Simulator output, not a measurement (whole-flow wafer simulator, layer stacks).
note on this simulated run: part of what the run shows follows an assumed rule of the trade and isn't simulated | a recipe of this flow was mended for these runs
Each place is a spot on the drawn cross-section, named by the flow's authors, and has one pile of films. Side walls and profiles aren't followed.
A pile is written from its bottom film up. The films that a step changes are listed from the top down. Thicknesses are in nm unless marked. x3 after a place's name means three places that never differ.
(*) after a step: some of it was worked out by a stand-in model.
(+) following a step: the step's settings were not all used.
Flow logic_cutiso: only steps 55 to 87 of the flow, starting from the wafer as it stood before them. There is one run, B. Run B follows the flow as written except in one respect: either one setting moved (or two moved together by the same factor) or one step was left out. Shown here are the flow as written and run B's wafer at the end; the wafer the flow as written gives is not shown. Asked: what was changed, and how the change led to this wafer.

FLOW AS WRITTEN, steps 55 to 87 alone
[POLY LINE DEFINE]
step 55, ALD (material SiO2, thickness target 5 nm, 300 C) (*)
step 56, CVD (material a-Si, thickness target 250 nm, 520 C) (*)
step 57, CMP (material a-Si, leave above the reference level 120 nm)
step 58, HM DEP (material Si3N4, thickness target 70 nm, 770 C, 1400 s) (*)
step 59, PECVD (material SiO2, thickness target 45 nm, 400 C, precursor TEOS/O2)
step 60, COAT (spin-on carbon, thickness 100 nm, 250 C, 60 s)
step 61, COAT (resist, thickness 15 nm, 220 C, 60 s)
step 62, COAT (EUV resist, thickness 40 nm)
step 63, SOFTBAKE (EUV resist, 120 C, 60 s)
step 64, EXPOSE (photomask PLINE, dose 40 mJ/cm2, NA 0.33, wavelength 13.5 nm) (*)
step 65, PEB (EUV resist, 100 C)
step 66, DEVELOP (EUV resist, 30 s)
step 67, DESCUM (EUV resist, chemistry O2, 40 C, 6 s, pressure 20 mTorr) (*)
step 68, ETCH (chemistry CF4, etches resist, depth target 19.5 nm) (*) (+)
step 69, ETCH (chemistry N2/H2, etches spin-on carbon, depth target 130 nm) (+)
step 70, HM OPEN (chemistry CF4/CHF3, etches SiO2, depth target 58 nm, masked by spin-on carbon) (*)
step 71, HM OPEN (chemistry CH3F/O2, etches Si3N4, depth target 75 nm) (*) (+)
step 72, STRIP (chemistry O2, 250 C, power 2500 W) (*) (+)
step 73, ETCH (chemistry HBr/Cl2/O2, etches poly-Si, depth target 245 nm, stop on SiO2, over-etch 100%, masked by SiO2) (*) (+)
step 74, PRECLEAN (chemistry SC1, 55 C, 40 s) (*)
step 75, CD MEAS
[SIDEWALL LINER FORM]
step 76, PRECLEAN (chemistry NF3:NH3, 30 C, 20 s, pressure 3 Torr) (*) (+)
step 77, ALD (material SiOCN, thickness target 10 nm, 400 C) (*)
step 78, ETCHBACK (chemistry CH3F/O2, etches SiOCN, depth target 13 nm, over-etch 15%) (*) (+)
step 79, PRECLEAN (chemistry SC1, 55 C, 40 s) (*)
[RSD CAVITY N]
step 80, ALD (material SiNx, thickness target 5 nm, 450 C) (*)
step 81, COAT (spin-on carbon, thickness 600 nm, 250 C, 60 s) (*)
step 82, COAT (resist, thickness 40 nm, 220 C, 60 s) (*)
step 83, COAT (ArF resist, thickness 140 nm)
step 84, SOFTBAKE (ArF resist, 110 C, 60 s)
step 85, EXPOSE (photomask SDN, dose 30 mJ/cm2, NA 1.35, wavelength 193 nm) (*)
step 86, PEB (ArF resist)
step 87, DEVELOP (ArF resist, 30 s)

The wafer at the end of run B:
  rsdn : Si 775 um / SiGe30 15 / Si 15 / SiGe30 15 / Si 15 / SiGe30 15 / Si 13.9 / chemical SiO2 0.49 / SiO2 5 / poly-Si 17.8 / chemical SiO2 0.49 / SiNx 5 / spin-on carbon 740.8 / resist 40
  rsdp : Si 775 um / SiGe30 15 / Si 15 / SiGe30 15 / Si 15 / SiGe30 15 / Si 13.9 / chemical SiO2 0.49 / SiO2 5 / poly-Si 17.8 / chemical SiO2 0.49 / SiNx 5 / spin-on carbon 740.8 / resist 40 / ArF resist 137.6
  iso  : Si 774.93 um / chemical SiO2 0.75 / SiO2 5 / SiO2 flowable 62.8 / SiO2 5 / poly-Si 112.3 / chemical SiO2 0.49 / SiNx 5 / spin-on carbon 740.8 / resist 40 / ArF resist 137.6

What caused this: step 59, PECVD: thickness target 61.3 nm was run, while the flow as written has thickness target 45 nm.

How this came from the change, step by step:
  step 59, PECVD (material SiO2, thickness target 45 nm, 400 C, precursor TEOS/O2)
      depop, dpovl x3, gfld and 17 more: +61.3 SiO2 (new film) (in the flow as written it would be: +45 SiO2 (new film))
  step 70, HM OPEN (chemistry CF4/CHF3, etches SiO2, depth target 58 nm, masked by spin-on carbon) (*)
      iso, lnr, lnri and 6 more: -58 SiO2 (in the flow as written it would be: -43.2 SiO2 (all of it), -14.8 Si3N4)
  step 71, HM OPEN (chemistry CH3F/O2, etches Si3N4, depth target 75 nm) (*) (+)
      iso, lnr, lnri and 6 more: -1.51 SiO2 (all of it), -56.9 Si3N4 (in the flow as written it would be: -55.2 Si3N4 (all of it), -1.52 poly-Si)
  step 72, STRIP (chemistry O2, 250 C, power 2500 W) (*) (+)
      iso, lnr, lnri and 6 more: nothing (in the flow as written it would be: +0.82 chemical SiO2 (new film), -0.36 poly-Si)
  step 73, ETCH (chemistry HBr/Cl2/O2, etches poly-Si, depth target 245 nm, stop on SiO2, over-etch 100%, masked by SiO2) (*) (+)
      lnr, lnrp, lnrt, rsdn, rsdp, rsdw, rsdx: -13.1 Si3N4 (all of it), -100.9 poly-Si (in the flow as written it would be: -0.82 chemical SiO2 (all of it), -118.1 poly-Si (all of it), -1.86 SiO2)
      iso, lnri: -13.1 Si3N4 (all of it), -100.9 poly-Si (in the flow as written it would be: -0.82 chemical SiO2 (all of it), -212.6 poly-Si (all of it), -1.39 SiO2)
      (as well as at 13 more places)
  step 76, PRECLEAN (chemistry NF3:NH3, 30 C, 20 s, pressure 3 Torr) (*) (+)
      lnr, lnrp, lnrt, rsdn, rsdp, rsdw, rsdx: -0.49 chemical SiO2 (all of it) (in the flow as written it would be: -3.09 SiO2 (all of it), -0.49 chemical SiO2 (all of it))
      iso, lnri: -0.49 chemical SiO2 (all of it) (in the flow as written it would be: -3.56 SiO2 (all of it), -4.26 SiO2 flowable)
  step 78, ETCHBACK (chemistry CH3F/O2, etches SiOCN, depth target 13 nm, over-etch 15%) (*) (+)
      rsdn, rsdp, rsdw, rsdx: -10 SiOCN (all of it), -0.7 poly-Si (in the flow as written it would be: -10 SiOCN (all of it), -0.7 Si)
      iso: -10 SiOCN (all of it), -0.7 poly-Si (in the flow as written it would be: -10 SiOCN (all of it), -0.75 SiO2 flowable)
  step 81, COAT (spin-on carbon, thickness 600 nm, 250 C, 60 s) (*)
      gfld, gxf, gxn, gxp: +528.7 spin-on carbon (new film) (in the flow as written it would be: +516.3 spin-on carbon (new film))
      gl, glp, plug, tap: +528.7 spin-on carbon (new film) (in the flow as written it would be: +516.4 spin-on carbon (new film))
      (as well as at 5 more places)
